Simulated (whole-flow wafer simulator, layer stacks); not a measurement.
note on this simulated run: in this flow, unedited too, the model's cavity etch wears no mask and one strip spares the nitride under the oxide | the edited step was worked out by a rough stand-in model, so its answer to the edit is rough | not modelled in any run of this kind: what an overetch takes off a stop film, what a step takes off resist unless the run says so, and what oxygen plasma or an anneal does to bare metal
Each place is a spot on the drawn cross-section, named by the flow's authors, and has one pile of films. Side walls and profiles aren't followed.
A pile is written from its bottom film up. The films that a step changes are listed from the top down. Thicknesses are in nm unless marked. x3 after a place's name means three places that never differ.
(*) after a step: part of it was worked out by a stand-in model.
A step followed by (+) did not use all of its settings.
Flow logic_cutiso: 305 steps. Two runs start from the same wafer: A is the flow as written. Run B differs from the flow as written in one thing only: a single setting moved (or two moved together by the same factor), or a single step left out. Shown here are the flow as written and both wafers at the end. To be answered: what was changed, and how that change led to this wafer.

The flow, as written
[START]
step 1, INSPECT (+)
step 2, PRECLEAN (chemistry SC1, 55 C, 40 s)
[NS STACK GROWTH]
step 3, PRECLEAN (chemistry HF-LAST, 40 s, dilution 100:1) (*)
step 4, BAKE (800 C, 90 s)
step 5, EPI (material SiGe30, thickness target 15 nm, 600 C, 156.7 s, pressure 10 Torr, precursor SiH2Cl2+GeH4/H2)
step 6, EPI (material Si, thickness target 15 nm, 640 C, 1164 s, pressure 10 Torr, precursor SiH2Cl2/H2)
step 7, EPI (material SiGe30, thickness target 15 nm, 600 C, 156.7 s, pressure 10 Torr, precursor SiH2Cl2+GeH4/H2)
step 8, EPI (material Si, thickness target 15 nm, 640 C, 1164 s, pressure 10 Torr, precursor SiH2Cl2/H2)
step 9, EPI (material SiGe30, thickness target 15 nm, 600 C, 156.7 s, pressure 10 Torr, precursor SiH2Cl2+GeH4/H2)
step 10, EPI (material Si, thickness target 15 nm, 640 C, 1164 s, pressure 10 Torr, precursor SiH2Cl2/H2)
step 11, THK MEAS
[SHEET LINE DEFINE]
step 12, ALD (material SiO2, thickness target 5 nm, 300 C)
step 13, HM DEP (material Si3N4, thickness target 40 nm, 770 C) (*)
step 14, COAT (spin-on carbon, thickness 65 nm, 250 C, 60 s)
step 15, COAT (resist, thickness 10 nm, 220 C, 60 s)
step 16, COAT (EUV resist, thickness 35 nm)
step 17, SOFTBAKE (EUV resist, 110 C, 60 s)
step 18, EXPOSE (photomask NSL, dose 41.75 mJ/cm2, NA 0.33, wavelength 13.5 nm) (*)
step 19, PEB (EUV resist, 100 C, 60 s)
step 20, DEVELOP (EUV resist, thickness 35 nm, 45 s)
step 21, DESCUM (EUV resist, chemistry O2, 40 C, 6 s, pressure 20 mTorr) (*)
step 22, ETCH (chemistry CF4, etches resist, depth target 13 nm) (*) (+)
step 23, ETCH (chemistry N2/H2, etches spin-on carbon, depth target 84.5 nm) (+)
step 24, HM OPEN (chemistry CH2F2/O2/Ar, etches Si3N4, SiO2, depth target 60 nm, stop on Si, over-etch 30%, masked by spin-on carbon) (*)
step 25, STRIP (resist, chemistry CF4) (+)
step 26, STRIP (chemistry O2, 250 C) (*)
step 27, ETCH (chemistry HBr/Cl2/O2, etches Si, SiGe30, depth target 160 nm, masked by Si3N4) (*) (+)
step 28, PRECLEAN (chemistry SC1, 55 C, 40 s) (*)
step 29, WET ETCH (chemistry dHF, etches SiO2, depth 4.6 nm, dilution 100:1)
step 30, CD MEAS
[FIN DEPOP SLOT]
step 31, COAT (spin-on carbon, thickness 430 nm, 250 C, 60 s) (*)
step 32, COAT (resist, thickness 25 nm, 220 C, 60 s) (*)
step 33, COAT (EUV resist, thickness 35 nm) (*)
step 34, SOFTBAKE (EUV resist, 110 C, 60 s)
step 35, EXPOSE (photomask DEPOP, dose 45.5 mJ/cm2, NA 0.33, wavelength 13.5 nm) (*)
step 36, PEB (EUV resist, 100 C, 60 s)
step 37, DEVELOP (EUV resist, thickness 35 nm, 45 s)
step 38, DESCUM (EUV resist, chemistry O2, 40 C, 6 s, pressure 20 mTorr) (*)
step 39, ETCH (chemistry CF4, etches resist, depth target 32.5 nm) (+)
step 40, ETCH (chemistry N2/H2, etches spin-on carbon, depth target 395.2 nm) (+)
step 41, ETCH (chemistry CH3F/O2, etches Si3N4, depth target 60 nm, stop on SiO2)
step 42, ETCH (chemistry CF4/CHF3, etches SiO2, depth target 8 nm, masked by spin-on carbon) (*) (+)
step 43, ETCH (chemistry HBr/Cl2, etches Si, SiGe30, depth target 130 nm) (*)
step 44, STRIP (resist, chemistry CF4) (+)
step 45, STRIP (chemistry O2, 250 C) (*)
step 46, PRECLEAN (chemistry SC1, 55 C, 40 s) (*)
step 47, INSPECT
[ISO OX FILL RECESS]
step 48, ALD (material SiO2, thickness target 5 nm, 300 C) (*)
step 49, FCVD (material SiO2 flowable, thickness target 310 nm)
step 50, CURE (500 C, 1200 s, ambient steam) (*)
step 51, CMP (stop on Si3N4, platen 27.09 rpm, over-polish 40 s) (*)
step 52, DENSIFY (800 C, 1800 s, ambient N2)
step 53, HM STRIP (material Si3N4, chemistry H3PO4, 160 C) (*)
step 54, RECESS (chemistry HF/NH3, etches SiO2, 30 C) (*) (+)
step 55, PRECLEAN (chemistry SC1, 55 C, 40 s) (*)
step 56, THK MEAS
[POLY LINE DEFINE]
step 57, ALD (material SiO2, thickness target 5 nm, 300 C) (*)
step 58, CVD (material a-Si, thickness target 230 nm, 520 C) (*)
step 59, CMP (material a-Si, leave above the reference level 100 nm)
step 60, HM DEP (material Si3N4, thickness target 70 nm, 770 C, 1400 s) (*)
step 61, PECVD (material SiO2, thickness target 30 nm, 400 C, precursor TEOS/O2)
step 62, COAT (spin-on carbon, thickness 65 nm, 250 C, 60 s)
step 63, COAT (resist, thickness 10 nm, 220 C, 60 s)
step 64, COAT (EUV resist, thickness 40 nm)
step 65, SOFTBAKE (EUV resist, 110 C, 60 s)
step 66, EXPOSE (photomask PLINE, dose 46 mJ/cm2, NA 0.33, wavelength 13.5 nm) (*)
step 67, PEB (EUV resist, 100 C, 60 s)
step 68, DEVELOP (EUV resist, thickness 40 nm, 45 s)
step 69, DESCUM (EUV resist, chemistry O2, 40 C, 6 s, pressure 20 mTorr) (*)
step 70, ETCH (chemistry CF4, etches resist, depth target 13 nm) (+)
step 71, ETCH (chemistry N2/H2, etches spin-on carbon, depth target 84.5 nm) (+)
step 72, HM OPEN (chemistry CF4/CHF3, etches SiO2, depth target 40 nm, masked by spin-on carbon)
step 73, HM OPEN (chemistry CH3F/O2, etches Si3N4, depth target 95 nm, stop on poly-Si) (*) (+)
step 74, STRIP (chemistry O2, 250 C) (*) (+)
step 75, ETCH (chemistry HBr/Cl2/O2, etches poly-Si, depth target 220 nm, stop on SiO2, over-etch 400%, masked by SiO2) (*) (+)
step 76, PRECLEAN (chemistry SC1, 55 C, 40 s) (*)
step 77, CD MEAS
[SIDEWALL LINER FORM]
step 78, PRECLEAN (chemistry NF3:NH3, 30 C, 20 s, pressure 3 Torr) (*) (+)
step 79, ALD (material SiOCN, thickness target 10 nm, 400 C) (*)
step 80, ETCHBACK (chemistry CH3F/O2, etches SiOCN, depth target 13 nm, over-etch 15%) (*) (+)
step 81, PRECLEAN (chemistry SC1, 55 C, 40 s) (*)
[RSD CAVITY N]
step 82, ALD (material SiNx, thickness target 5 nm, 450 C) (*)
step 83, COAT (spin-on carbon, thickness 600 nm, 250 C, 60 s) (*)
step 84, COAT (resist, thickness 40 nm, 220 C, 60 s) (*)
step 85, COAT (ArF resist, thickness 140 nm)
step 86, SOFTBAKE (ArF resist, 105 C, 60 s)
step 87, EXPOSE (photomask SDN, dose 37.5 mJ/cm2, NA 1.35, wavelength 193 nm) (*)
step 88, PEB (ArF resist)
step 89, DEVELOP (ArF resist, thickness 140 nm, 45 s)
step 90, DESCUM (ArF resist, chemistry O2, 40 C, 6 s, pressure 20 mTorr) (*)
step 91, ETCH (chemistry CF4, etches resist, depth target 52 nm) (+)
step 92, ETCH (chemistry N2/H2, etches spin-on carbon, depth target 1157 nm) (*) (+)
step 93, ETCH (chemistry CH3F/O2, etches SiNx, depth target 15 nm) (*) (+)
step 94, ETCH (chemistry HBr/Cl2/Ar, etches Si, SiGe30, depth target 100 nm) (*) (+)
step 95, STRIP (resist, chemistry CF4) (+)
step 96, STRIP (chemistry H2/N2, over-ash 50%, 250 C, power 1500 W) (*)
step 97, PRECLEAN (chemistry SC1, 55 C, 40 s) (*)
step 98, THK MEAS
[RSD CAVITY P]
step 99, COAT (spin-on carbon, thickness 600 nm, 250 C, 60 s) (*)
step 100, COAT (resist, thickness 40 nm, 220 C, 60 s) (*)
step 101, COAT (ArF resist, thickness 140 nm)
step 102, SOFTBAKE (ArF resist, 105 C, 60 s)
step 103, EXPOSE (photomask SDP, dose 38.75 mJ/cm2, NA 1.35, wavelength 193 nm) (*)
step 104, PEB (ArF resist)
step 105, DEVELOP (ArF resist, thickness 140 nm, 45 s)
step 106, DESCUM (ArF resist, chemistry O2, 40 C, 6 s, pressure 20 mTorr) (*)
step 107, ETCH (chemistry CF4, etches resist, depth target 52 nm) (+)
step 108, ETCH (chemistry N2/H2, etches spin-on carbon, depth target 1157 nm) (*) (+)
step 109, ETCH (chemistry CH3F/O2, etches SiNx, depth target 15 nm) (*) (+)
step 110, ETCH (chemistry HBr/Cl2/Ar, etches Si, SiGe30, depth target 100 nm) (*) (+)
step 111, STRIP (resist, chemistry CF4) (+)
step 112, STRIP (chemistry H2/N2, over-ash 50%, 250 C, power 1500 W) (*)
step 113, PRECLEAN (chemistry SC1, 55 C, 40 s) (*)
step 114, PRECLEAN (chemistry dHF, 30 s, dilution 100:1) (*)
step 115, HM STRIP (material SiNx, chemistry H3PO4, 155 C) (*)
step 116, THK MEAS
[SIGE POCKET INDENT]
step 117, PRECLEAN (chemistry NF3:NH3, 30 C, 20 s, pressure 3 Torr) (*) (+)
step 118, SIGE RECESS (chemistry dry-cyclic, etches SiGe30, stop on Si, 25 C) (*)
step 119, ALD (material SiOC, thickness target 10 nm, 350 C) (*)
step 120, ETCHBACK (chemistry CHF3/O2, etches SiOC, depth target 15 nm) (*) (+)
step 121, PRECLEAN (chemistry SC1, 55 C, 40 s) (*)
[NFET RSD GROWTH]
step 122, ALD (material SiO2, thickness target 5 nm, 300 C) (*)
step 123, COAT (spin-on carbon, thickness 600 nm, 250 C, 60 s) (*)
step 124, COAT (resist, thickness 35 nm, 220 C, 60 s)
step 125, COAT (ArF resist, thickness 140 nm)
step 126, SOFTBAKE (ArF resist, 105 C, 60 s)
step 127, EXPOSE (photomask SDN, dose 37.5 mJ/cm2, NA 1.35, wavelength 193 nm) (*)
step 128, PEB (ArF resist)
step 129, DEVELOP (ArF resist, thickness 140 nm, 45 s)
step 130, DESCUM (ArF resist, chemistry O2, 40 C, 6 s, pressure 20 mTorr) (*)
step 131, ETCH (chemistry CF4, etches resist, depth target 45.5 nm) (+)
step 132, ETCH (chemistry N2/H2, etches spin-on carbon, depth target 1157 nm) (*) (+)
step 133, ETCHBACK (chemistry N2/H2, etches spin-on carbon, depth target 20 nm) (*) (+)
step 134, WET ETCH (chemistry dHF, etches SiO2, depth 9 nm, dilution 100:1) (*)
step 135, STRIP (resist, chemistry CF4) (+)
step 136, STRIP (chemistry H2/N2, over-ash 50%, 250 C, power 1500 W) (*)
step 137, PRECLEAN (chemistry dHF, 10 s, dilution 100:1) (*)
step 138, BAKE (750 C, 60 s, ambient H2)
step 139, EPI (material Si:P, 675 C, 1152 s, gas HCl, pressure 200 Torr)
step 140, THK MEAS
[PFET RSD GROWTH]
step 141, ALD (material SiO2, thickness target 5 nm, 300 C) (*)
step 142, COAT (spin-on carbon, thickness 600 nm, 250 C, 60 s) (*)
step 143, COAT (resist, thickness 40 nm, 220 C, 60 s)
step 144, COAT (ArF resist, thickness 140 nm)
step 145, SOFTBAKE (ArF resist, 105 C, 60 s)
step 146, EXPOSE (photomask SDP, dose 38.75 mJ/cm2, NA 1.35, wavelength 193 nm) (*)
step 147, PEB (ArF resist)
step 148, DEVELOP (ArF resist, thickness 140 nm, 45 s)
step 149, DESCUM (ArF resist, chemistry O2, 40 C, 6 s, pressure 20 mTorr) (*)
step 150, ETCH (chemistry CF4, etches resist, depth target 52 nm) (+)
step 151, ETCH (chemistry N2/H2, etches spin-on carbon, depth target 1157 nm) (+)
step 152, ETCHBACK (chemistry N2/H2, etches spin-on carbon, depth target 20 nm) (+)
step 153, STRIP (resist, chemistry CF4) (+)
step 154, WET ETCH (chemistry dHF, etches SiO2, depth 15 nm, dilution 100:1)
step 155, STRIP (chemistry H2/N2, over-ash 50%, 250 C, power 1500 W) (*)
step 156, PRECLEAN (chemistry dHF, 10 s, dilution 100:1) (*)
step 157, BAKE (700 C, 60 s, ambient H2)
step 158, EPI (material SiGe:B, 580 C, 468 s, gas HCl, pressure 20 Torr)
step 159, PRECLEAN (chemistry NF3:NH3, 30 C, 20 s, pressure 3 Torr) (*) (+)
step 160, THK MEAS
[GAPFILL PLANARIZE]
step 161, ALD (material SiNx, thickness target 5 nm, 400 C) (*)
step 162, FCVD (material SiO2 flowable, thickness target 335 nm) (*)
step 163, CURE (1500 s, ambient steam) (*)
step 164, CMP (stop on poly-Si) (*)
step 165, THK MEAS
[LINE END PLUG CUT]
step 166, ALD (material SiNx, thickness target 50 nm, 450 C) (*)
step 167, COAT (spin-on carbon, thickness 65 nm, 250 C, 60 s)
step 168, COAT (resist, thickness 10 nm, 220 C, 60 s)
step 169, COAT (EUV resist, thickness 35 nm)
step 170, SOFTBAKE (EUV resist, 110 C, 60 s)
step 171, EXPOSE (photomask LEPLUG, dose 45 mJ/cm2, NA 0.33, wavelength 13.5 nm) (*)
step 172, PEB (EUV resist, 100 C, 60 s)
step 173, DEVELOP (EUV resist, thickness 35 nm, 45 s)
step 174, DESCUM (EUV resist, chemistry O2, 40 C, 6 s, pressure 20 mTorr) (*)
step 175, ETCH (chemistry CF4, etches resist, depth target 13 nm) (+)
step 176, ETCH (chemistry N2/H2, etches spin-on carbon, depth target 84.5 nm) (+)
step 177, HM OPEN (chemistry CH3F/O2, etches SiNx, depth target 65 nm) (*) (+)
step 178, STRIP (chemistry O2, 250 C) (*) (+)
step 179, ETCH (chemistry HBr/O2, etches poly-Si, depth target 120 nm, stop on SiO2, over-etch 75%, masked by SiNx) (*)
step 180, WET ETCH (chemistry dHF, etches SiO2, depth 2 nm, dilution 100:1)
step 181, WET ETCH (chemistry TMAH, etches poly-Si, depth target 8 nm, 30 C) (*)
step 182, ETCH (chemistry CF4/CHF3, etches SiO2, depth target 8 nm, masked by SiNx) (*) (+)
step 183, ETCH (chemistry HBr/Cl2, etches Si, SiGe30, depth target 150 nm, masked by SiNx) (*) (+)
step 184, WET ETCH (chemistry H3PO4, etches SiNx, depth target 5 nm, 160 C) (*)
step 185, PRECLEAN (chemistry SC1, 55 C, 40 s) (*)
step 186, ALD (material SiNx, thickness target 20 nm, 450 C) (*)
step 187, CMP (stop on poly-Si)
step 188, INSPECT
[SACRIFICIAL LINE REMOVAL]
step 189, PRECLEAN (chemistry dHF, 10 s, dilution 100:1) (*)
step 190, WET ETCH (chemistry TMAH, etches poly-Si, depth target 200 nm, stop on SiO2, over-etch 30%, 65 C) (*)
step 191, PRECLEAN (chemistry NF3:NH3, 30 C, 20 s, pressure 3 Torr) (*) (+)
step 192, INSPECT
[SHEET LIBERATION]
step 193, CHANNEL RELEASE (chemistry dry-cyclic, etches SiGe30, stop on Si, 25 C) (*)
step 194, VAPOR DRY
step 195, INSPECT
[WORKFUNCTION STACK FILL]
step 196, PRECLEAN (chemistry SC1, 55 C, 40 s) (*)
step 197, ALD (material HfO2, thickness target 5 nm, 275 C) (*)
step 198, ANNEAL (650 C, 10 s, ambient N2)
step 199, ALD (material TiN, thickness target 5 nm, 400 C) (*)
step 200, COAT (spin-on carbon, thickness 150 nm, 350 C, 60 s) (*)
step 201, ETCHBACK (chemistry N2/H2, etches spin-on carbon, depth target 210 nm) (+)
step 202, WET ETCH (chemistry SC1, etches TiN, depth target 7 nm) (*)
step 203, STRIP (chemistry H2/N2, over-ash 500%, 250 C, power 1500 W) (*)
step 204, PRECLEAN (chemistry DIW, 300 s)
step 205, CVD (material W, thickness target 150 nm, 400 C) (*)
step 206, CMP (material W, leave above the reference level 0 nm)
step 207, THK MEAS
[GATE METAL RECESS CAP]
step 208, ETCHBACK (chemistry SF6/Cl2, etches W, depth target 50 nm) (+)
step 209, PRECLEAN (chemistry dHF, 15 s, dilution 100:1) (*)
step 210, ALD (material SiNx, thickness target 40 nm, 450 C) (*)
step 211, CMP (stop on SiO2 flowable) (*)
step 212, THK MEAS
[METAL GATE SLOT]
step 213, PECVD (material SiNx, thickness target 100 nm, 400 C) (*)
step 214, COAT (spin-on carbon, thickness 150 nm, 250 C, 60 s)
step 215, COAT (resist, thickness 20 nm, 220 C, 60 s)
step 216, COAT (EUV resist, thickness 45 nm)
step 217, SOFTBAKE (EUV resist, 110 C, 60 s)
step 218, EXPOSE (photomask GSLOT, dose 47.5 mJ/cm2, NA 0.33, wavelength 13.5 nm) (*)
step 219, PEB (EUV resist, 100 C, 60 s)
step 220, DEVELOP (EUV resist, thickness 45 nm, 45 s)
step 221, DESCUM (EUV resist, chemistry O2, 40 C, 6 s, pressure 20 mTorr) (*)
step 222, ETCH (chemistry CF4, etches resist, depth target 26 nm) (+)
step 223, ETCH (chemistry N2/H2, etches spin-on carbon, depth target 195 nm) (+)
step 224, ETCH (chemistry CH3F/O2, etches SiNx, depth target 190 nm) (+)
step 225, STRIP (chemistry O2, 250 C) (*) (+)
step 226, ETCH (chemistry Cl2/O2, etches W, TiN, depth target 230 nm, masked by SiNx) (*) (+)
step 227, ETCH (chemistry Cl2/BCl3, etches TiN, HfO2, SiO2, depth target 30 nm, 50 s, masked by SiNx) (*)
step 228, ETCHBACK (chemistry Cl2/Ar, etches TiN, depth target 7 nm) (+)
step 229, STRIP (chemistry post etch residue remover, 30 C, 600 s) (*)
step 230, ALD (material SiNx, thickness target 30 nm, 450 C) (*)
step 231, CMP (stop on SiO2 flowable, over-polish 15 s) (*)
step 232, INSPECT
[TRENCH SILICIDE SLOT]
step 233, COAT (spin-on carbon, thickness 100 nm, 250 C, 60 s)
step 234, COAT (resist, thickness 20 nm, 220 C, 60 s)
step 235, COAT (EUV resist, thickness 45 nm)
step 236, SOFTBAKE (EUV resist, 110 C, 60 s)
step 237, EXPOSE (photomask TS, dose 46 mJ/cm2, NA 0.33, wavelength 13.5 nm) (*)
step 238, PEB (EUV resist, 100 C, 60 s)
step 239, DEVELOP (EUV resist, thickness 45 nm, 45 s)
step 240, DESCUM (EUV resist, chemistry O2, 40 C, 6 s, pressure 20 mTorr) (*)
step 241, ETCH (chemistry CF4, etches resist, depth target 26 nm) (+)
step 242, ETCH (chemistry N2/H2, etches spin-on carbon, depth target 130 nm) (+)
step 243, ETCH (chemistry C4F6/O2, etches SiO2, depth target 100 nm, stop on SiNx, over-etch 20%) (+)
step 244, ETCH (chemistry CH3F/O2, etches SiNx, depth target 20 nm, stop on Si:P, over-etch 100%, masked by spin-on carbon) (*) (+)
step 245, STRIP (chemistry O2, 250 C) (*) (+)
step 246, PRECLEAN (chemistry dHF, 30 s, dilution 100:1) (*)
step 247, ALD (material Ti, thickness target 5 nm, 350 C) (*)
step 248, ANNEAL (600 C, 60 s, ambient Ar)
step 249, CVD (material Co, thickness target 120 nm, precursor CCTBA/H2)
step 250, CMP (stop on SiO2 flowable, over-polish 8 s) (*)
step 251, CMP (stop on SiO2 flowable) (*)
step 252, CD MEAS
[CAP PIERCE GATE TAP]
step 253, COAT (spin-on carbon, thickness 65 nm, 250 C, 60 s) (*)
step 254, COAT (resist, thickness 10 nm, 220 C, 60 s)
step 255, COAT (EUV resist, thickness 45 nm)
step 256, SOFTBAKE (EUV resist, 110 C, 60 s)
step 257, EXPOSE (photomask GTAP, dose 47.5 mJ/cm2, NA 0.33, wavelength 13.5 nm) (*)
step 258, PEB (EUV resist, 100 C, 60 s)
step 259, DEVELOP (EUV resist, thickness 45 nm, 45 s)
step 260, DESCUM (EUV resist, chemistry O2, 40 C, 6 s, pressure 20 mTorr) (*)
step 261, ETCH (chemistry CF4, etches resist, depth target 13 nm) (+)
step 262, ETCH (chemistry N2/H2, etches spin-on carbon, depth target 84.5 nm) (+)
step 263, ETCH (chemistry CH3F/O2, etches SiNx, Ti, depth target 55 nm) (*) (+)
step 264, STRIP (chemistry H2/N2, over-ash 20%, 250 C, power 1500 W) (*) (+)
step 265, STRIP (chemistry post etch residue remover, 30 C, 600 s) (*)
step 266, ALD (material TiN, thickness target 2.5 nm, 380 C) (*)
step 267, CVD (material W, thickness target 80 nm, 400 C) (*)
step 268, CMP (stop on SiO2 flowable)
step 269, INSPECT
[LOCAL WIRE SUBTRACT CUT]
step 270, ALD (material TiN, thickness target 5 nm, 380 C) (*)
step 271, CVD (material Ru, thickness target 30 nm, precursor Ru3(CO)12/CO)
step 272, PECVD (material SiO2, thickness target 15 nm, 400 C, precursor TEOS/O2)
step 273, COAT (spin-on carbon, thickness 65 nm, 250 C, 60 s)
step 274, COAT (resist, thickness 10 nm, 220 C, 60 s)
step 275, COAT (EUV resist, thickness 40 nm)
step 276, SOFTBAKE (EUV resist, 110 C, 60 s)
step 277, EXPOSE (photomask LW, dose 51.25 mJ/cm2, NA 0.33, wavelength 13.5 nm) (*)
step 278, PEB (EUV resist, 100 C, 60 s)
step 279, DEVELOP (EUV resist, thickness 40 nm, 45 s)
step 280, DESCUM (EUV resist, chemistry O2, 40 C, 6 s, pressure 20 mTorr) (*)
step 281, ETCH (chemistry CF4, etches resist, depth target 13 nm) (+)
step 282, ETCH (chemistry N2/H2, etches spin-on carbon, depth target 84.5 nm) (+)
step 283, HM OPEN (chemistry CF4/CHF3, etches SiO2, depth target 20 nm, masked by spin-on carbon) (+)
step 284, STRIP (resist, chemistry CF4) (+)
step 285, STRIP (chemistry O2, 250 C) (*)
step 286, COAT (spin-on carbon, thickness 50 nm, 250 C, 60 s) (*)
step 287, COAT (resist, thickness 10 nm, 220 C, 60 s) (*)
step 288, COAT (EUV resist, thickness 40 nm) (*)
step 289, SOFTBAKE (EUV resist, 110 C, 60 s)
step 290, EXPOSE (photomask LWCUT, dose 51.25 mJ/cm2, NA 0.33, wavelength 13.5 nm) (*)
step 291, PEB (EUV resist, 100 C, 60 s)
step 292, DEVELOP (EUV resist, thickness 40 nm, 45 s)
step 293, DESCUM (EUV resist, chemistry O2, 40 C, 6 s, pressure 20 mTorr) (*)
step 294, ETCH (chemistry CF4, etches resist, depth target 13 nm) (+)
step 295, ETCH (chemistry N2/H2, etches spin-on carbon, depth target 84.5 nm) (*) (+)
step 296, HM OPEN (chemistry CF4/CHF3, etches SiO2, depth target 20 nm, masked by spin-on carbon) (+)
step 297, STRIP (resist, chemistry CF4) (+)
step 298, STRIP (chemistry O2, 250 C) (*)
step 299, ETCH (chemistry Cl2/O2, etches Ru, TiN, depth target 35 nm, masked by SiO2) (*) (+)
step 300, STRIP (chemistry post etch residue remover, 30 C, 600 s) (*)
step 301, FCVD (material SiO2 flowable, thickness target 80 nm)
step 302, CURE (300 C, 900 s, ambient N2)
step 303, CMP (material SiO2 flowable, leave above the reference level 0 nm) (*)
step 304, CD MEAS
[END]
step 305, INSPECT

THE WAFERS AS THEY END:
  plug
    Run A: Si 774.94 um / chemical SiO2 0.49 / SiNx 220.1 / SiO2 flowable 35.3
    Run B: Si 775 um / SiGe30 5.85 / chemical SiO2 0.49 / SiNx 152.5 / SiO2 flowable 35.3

What caused this: step 183, ETCH: depth target 82.5 nm was run, while the flow as written has depth target 150 nm.

How this came from the change, step by step:
  step 183, ETCH (chemistry HBr/Cl2, etches Si, SiGe30, depth target 150 nm, masked by SiNx) (*) (+)
      plug: A -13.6 Si (all of it), -15 SiGe30 (all of it), -15 Si (all of it), -15 SiGe30 (all of it), -15 Si (all of it), -15 SiGe30 (all of it), -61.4 Si | B -13.6 Si (all of it), -15 SiGe30 (all of it), -15 Si (all of it), -15 SiGe30 (all of it), -15 Si (all of it), -8.94 SiGe30
      depop, dpovl, gfld and 18 more: A -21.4 SiNx | B -11.8 SiNx
  step 186, ALD (material SiNx, thickness target 20 nm, 450 C) (*)
      plug: A +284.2 SiNx (new film) | B +226.3 SiNx (new film)
  step 187, CMP (stop on poly-Si)
      depop, dpovl, gfld and 18 more: A -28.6 SiNx (all of it) | B -38.2 SiNx (all of it)
      plug: A -28.6 SiNx | B -38.2 SiNx
